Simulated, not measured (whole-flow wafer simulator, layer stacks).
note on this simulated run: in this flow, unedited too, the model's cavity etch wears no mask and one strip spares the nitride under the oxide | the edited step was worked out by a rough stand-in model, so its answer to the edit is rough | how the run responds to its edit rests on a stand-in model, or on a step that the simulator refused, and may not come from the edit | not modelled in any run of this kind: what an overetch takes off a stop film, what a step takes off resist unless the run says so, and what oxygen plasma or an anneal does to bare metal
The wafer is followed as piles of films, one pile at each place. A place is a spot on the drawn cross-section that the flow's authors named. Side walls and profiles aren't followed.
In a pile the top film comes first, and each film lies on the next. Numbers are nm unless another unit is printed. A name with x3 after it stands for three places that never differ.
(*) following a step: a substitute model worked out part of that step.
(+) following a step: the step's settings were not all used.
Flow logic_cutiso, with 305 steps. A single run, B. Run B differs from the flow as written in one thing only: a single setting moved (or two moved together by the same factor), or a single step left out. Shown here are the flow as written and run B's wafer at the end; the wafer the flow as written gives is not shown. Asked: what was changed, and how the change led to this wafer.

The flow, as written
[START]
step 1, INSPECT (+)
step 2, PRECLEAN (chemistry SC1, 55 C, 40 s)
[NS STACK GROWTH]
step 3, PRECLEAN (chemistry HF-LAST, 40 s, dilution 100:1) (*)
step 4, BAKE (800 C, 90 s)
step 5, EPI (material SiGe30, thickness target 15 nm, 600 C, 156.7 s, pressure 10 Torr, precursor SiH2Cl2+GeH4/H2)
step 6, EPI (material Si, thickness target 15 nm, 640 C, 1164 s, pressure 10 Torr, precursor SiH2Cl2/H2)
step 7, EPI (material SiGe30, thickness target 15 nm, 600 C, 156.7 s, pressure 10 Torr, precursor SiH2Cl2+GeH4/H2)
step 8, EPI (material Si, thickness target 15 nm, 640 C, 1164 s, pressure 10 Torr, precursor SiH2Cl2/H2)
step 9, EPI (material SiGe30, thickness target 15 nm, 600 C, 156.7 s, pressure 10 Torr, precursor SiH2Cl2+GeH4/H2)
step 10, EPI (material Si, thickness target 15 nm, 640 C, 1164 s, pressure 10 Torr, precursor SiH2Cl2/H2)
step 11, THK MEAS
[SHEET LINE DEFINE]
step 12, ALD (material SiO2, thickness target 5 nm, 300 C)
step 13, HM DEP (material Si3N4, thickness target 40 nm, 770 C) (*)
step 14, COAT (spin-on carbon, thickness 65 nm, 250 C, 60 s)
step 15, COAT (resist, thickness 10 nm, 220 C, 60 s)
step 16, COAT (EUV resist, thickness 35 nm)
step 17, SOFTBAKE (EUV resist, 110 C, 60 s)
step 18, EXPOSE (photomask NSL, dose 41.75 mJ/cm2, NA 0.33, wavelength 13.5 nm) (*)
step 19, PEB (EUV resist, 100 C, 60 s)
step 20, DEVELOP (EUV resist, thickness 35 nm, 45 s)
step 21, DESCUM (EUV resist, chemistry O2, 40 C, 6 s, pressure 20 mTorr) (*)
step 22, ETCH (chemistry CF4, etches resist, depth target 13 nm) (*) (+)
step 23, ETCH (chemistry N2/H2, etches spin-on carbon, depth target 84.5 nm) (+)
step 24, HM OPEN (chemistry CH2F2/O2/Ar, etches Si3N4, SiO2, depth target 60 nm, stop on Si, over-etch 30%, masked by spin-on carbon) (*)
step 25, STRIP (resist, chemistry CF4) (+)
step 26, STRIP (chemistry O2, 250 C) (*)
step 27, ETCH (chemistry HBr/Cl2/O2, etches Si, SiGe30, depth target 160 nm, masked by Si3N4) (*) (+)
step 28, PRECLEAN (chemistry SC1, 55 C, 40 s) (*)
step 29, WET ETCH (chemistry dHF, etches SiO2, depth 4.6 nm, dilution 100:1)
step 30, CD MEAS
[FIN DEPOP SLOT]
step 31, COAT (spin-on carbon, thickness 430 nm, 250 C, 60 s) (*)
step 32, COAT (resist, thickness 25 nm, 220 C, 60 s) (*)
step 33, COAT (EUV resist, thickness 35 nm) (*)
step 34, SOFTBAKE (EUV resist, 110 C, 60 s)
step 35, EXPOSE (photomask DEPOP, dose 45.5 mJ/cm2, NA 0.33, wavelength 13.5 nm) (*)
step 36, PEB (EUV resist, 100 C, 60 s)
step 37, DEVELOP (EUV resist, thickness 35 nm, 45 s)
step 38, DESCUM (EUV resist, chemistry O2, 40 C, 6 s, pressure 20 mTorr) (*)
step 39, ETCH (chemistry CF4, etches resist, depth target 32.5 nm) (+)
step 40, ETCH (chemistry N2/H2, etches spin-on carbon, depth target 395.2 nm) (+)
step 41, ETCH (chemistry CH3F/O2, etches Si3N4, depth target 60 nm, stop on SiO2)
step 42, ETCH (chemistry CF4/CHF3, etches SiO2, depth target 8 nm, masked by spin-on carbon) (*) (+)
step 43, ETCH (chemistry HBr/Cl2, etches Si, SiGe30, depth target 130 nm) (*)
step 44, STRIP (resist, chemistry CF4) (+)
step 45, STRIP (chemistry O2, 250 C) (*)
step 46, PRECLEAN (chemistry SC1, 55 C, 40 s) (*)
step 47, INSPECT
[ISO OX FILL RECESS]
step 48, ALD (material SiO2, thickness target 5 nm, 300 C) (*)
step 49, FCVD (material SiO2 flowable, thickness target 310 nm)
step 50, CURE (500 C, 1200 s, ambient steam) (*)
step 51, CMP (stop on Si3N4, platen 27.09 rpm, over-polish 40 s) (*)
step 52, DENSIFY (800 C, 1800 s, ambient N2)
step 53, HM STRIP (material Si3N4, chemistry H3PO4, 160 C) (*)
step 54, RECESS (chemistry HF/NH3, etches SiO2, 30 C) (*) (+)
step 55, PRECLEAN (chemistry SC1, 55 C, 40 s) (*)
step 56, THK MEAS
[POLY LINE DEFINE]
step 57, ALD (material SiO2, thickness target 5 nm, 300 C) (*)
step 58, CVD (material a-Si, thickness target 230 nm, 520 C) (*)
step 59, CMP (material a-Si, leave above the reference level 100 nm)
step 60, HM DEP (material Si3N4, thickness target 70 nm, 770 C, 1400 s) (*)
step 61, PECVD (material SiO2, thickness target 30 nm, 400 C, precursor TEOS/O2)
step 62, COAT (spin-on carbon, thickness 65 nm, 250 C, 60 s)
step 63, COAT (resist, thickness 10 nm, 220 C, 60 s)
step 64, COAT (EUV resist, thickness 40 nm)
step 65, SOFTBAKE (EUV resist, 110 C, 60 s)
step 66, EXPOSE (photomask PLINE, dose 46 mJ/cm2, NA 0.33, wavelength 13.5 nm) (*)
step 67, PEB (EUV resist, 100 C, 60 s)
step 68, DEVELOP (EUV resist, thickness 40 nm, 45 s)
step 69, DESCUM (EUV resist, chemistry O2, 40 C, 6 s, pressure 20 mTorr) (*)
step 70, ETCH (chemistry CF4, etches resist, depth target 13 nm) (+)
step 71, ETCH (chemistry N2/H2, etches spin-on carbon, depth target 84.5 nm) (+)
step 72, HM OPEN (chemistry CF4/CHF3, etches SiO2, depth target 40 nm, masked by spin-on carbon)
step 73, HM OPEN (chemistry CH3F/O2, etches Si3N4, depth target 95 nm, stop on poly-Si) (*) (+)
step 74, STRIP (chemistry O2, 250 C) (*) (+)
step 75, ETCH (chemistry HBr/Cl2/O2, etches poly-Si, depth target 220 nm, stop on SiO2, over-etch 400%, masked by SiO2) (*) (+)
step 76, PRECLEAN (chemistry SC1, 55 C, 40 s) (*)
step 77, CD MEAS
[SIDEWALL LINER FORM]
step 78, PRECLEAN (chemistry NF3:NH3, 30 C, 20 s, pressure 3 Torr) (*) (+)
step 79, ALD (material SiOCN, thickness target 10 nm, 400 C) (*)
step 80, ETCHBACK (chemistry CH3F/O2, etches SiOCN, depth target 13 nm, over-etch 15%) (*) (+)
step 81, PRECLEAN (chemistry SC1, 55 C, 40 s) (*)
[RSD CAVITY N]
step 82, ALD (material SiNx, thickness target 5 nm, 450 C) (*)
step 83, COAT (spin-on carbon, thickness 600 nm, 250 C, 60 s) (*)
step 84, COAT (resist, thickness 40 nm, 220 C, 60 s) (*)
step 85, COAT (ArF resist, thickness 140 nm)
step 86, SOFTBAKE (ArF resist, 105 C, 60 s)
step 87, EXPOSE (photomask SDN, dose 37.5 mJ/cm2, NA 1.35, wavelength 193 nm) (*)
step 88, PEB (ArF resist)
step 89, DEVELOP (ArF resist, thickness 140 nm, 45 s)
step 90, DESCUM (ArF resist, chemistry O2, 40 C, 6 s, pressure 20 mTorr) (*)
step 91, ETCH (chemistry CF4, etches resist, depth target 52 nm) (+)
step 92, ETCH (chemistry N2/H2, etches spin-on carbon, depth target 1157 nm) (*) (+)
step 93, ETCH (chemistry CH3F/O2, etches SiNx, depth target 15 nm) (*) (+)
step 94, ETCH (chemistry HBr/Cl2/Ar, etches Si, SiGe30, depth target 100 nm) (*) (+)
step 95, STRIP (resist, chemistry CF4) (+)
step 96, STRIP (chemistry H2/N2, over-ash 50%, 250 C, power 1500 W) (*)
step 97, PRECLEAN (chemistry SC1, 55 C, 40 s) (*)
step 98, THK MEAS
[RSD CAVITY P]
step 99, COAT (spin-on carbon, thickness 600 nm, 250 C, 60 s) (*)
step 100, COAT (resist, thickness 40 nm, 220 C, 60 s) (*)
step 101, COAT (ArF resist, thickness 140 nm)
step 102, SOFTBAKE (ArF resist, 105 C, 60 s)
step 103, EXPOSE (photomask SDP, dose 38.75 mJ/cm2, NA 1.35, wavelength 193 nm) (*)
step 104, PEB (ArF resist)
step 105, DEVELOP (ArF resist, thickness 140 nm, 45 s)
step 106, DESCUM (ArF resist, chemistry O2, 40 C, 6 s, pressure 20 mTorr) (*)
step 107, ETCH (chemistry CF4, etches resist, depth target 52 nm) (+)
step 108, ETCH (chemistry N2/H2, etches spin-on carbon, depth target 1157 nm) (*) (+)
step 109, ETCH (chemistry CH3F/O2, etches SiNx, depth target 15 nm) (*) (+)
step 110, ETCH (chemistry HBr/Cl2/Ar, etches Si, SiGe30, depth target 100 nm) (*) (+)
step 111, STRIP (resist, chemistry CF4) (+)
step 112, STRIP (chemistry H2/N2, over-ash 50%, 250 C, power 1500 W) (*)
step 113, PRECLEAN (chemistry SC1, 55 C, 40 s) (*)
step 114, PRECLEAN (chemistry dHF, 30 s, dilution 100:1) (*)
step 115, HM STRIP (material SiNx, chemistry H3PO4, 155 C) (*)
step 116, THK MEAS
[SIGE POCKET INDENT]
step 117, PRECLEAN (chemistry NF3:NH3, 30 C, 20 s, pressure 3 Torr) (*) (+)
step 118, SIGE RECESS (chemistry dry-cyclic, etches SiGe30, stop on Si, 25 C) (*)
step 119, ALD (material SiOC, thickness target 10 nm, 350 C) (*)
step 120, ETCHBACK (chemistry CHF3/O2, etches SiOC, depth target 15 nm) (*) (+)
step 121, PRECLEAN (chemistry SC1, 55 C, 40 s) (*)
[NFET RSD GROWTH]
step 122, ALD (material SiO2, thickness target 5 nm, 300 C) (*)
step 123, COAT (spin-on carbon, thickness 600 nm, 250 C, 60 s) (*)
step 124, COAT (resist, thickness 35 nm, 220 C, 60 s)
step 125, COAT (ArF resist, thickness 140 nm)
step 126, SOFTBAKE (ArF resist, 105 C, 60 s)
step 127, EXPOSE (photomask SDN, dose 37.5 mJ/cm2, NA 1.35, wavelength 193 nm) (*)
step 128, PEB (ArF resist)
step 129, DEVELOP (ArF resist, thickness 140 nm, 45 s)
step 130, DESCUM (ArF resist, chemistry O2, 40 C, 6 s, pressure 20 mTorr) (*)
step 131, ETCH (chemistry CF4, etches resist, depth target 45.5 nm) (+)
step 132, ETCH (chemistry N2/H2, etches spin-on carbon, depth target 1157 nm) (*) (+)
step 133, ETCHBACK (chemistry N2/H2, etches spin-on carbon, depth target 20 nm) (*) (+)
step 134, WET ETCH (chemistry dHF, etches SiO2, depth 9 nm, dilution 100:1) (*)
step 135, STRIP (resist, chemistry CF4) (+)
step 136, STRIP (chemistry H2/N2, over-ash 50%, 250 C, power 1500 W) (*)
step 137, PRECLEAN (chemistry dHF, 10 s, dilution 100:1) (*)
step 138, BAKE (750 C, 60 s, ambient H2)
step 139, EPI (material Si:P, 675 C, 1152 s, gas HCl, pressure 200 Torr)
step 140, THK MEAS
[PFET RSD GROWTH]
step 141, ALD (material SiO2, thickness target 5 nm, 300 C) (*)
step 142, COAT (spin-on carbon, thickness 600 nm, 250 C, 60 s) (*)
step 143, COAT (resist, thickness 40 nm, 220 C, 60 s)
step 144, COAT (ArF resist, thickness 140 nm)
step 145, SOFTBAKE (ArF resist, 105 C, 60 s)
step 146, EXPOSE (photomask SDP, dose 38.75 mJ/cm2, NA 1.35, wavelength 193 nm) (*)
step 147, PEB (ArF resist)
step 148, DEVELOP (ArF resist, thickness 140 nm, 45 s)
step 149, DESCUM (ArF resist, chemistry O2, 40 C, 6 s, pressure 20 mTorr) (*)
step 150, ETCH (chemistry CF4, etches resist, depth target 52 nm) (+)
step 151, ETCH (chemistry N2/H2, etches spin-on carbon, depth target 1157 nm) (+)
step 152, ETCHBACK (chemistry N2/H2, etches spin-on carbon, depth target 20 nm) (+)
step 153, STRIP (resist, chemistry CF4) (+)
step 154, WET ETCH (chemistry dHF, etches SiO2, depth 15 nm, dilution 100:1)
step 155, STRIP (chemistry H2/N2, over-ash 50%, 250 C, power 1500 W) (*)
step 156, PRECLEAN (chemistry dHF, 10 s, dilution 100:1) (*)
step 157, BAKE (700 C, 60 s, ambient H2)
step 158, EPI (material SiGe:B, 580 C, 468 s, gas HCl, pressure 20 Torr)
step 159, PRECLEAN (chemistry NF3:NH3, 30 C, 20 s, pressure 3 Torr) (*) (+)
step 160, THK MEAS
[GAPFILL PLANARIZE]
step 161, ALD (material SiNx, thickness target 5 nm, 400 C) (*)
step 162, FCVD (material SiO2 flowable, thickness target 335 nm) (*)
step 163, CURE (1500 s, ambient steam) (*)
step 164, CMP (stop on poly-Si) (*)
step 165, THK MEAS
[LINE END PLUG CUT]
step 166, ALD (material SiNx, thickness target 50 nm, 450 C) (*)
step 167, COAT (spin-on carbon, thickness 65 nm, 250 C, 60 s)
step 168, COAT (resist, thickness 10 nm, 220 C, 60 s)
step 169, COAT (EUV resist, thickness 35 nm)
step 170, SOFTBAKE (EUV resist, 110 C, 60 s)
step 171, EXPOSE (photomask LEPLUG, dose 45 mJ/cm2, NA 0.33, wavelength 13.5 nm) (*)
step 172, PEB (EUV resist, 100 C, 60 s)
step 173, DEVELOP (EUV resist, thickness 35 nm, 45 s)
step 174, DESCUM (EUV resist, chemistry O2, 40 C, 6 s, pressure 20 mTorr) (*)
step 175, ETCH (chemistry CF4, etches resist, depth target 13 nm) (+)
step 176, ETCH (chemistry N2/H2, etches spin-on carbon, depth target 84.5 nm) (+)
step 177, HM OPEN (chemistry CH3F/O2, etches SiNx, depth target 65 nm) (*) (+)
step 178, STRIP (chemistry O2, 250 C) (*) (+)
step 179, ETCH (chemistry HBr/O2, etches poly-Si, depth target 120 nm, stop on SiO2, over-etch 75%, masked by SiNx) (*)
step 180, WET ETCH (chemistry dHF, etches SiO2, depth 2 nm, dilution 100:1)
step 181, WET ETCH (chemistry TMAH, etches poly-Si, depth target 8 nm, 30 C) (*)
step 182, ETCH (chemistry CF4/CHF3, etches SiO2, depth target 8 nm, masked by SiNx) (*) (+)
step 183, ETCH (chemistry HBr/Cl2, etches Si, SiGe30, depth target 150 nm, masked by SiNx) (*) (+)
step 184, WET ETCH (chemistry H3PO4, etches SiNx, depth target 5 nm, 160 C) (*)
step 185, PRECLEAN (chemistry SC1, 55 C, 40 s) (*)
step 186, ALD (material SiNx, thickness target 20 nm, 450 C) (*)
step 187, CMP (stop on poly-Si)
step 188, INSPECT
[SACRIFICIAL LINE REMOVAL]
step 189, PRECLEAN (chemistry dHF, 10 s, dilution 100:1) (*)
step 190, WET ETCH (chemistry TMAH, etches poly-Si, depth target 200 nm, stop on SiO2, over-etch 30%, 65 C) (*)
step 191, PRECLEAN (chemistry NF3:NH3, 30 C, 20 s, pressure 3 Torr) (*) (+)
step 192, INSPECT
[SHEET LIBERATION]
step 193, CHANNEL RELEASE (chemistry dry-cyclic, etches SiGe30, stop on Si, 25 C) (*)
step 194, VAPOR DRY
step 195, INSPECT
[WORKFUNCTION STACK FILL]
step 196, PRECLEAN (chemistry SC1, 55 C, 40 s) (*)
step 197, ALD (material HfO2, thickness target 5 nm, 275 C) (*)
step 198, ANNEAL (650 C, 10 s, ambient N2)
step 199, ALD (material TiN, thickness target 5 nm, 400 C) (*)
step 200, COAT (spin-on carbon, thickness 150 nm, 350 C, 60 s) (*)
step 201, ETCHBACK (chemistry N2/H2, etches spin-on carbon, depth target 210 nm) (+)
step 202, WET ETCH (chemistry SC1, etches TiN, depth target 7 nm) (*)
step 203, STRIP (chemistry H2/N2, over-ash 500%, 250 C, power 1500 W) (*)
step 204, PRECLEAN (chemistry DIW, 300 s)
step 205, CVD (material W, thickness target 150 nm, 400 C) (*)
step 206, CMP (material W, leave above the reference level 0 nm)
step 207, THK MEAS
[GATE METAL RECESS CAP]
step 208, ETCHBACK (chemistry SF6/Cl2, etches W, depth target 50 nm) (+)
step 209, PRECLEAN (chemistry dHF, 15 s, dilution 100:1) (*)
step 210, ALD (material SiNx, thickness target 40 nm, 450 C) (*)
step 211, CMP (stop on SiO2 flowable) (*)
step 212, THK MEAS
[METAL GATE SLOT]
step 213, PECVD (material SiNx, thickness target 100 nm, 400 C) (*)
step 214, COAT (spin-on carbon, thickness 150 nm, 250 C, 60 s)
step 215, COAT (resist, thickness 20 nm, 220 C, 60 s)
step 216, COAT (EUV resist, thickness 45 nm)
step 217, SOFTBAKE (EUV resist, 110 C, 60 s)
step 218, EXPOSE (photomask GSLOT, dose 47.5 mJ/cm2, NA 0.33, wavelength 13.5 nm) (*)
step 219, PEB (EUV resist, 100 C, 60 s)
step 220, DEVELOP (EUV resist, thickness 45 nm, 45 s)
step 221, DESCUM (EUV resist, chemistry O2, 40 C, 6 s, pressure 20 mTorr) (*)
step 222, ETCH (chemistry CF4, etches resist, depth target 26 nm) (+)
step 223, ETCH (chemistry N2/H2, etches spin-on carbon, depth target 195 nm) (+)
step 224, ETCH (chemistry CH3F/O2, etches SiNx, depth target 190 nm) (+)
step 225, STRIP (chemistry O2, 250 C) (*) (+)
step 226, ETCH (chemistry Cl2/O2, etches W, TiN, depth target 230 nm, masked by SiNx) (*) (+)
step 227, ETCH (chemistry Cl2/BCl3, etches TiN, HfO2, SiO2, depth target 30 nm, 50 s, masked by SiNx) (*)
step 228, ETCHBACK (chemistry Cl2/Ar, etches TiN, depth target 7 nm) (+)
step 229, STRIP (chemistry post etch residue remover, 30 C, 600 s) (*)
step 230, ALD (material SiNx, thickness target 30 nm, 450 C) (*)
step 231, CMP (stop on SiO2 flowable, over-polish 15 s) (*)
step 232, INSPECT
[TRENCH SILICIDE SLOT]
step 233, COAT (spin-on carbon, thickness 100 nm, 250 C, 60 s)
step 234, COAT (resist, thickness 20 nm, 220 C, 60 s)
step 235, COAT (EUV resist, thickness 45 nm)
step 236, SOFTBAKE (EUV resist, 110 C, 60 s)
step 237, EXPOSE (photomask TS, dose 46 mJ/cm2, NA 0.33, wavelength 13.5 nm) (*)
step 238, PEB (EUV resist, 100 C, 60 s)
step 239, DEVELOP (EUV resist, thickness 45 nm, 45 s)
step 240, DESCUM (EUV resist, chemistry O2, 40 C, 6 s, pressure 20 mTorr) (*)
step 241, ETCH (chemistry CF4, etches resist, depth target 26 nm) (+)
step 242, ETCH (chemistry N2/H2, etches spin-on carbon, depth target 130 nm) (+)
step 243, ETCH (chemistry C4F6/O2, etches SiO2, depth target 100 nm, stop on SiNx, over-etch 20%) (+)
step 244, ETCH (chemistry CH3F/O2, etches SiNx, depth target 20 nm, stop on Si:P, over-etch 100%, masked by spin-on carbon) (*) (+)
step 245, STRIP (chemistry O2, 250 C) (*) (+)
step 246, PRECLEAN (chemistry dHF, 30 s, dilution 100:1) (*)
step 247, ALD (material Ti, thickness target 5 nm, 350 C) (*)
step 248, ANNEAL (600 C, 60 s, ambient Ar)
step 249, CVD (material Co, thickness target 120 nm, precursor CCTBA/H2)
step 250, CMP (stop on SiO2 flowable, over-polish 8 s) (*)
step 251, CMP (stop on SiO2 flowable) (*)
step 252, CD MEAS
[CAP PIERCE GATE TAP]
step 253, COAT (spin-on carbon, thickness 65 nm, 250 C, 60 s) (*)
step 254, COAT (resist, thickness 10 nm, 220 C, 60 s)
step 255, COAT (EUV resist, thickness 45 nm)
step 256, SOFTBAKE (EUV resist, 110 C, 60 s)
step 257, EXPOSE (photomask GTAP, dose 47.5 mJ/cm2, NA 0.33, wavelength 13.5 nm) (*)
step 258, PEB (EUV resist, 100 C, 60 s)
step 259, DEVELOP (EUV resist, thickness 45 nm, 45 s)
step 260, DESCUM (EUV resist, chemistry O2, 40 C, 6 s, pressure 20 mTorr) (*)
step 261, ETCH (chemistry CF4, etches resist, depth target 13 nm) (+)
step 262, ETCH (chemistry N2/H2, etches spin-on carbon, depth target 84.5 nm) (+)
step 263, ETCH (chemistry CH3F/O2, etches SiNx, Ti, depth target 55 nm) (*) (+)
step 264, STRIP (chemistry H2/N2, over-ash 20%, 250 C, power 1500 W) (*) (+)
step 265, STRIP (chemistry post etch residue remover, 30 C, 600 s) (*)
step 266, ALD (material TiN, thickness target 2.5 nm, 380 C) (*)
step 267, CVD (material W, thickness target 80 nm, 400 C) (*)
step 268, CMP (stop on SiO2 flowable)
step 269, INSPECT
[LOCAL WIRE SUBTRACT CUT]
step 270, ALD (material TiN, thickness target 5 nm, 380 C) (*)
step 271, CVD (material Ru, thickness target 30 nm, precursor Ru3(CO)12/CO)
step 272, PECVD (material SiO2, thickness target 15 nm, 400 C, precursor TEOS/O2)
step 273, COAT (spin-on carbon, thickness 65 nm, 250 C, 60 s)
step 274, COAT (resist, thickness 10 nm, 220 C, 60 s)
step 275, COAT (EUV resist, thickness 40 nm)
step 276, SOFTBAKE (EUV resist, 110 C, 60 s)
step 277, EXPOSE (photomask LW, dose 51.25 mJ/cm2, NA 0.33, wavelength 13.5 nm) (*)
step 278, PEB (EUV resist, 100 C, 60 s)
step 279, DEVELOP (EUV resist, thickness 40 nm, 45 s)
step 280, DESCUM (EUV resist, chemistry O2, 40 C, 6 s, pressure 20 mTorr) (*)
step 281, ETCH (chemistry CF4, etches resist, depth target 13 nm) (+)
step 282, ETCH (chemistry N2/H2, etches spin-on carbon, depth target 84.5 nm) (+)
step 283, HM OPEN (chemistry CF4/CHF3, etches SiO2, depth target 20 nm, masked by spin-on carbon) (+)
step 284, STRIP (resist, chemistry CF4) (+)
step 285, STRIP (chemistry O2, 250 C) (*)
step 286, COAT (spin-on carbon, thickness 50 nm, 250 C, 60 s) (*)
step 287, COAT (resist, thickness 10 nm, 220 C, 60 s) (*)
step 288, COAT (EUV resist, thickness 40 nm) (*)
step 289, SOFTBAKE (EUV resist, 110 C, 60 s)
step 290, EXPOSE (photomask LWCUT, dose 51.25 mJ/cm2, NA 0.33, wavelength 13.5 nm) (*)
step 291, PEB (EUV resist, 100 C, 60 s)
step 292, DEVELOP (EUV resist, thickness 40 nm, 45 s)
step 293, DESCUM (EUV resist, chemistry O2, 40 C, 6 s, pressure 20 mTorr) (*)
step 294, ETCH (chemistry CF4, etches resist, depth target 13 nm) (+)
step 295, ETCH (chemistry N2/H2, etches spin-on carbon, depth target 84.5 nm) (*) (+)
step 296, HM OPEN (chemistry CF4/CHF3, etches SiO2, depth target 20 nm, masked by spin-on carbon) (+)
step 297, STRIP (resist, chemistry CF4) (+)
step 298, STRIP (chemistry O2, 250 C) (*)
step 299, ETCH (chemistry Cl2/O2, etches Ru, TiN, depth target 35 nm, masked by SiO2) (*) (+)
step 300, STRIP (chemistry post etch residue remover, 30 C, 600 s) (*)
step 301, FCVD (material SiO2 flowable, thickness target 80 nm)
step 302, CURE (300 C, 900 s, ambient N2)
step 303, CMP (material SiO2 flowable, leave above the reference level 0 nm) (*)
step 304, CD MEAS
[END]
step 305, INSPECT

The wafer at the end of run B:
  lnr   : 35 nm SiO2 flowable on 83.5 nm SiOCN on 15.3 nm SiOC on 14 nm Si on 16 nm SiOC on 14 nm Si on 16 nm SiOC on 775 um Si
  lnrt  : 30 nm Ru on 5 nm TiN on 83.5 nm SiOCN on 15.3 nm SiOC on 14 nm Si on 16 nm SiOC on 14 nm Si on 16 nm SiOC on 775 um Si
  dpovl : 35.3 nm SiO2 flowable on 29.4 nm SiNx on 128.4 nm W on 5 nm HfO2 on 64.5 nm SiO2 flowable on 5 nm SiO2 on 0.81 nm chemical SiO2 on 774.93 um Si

Cause: step 57, ALD: thickness target 4.2 nm was run, while the flow as written has thickness target 5 nm.

How this came from the change, step by step:
  step 57, ALD (material SiO2, thickness target 5 nm, 300 C) (*)
      depop, dpovl, gfld and 19 more: +4.2 SiO2 (new film) (as written it would have been: +5 SiO2 (new film))
  step 75, ETCH (chemistry HBr/Cl2/O2, etches poly-Si, depth target 220 nm, stop on SiO2, over-etch 400%, masked by SiO2) (*) (+)
      lnr, lnrp, lnrt, rsdn, rsdp, rsdw, rsdx: -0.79 chemical SiO2 (all of it), -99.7 poly-Si (all of it), -4.2 SiO2 (all of it), -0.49 chemical SiO2 (all of it), -13.9 Si (all of it) (as written it would have been: -0.79 chemical SiO2 (all of it), -99.7 poly-Si (all of it), -5 SiO2 (all of it))
      iso, lnri: -0.79 chemical SiO2 (all of it), -189.1 poly-Si (all of it), -4.2 SiO2 (all of it), -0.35 SiO2 flowable (as written it would have been: -0.79 chemical SiO2 (all of it), -189.1 poly-Si (all of it), -4.55 SiO2)
  step 80, ETCHBACK (chemistry CH3F/O2, etches SiOCN, depth target 13 nm, over-etch 15%) (*) (+)
      rsdn, rsdp, rsdw, rsdx: -10 SiOCN (all of it), -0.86 SiGe30 (as written it would have been: -10 SiOCN (all of it), -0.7 Si)
      lnr, lnrp, lnrt: +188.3 SiOCN (as written it would have been: +175.1 SiOCN)
  step 94, ETCH (chemistry HBr/Cl2/Ar, etches Si, SiGe30, depth target 100 nm) (*) (+)
      rsdn, rsdx: -0.49 chemical SiO2 (all of it), -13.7 SiGe30 (all of it), -15 Si (all of it), -15 SiGe30 (all of it), -15 Si (all of it), -15 SiGe30 (all of it), -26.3 Si (as written it would have been: -0.49 chemical SiO2 (all of it), -12.8 Si (all of it), -15 SiGe30 (all of it), -15 Si (all of it), -15 SiGe30 (all of it), -15 Si (all of it), -15 SiGe30 (all of it), -12.2 Si)
  step 110, ETCH (chemistry HBr/Cl2/Ar, etches Si, SiGe30, depth target 100 nm) (*) (+)
      rsdp, rsdw: -0.49 chemical SiO2 (all of it), -13.7 SiGe30 (all of it), -15 Si (all of it), -15 SiGe30 (all of it), -15 Si (all of it), -15 SiGe30 (all of it), -26.3 Si (as written it would have been: -0.49 chemical SiO2 (all of it), -12.8 Si (all of it), -15 SiGe30 (all of it), -15 Si (all of it), -15 SiGe30 (all of it), -15 Si (all of it), -15 SiGe30 (all of it), -12.2 Si)
  step 118, SIGE RECESS (chemistry dry-cyclic, etches SiGe30, stop on Si, 25 C) (*)
      lnr, lnrp, lnrt: -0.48 SiOCN, +15.3 cavity (new film), -14.8 SiGe30 (all of it), -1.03 Si, +16 cavity (new film), -15 SiGe30 (all of it), -1.03 Si, +16 cavity (new film), -15 SiGe30 (all of it), -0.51 Si (as written it would have been: -0.48 SiOCN, -0.51 Si, +16 cavity (new film), -15 SiGe30 (all of it), -1.03 Si, +16 cavity (new film), -15 SiGe30 (all of it), -1.03 Si, +16 cavity (new film), -15 SiGe30 (all of it), -0.51 Si)
  step 119, ALD (material SiOC, thickness target 10 nm, 350 C) (*)
      lnr, lnrp, lnrt: +10 SiOC (new film), +15.3 SiOC (new film), -15.3 cavity (all of it), +16 SiOC (new film), -16 cavity (all of it), +16 SiOC (new film), -16 cavity (all of it) (as written it would have been: +10 SiOC (new film), +16 SiOC (new film), -16 cavity (all of it), +16 SiOC (new film), -16 cavity (all of it), +16 SiOC (new film), -16 cavity (all of it))
  step 139, EPI (material Si:P, 675 C, 1152 s, gas HCl, pressure 200 Torr)
      rsdn, rsdx: +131 Si:P (new film) (as written it would have been: +116.9 Si:P (new film))
  step 141, ALD (material SiO2, thickness target 5 nm, 300 C) (*)
      gxn: +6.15 SiO2 (new film) (as written it would have been: +10.1 SiO2 (new film))
  step 158, EPI (material SiGe:B, 580 C, 468 s, gas HCl, pressure 20 Torr)
      rsdp, rsdw: +131 SiGe:B (new film) (as written it would have been: +116.8 SiGe:B (new film))
  step 159, PRECLEAN (chemistry NF3:NH3, 30 C, 20 s, pressure 3 Torr) (*) (+)
      gxn: -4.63 SiO2 (all of it), -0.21 Si3N4 (as written it would have been: -7.5 SiO2)
  step 164, CMP (stop on poly-Si) (*)
      gxn: -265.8 SiO2 flowable (all of it), -5 SiNx (all of it), -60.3 Si3N4 (all of it) (as written it would have been: -264.5 SiO2 flowable (all of it), -5 SiNx (all of it), -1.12 SiO2 (all of it), -60.3 Si3N4 (all of it))
  step 182, ETCH (chemistry CF4/CHF3, etches SiO2, depth target 8 nm, masked by SiNx) (*) (+)
      depop, dpovl, gfld and 18 more: -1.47 SiNx (as written it would have been: -2.89 SiNx)
      plug: -0.34 SiO2 (all of it), -0.49 chemical SiO2 (all of it), -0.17 Si (as written it would have been: -1.14 SiO2 (all of it), -0.49 chemical SiO2 (all of it), -0.33 Si)
  step 187, CMP (stop on poly-Si)
      depop, dpovl, gfld and 18 more: -30 SiNx (all of it) (as written it would have been: -28.6 SiNx (all of it))
      plug: -30 SiNx (as written it would have been: -28.6 SiNx)
  step 191, PRECLEAN (chemistry NF3:NH3, 30 C, 20 s, pressure 3 Torr) (*) (+)
      depop, dpovl, gfld, gxf, isow, nsgap: -4.2 SiO2 (all of it), -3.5 SiO2 flowable (as written it would have been: -5 SiO2 (all of it), -2.58 SiO2 flowable)
      gl, glp, gxn, gxp, ns, tap: -4.2 SiO2 (all of it), -0.49 chemical SiO2 (all of it) (as written it would have been: -5 SiO2 (all of it), -0.49 chemical SiO2 (all of it))
  step 197, ALD (material HfO2, thickness target 5 nm, 275 C) (*)
      gxf: +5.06 HfO2 (new film) (as written it would have been: +7.7 HfO2 (new film))
  ... 1 further step ...
  step 203, STRIP (chemistry H2/N2, over-ash 500%, 250 C, power 1500 W) (*)
      gxn, gxp: -26 spin-on carbon (all of it) (as written it would have been: -26.8 spin-on carbon (all of it))
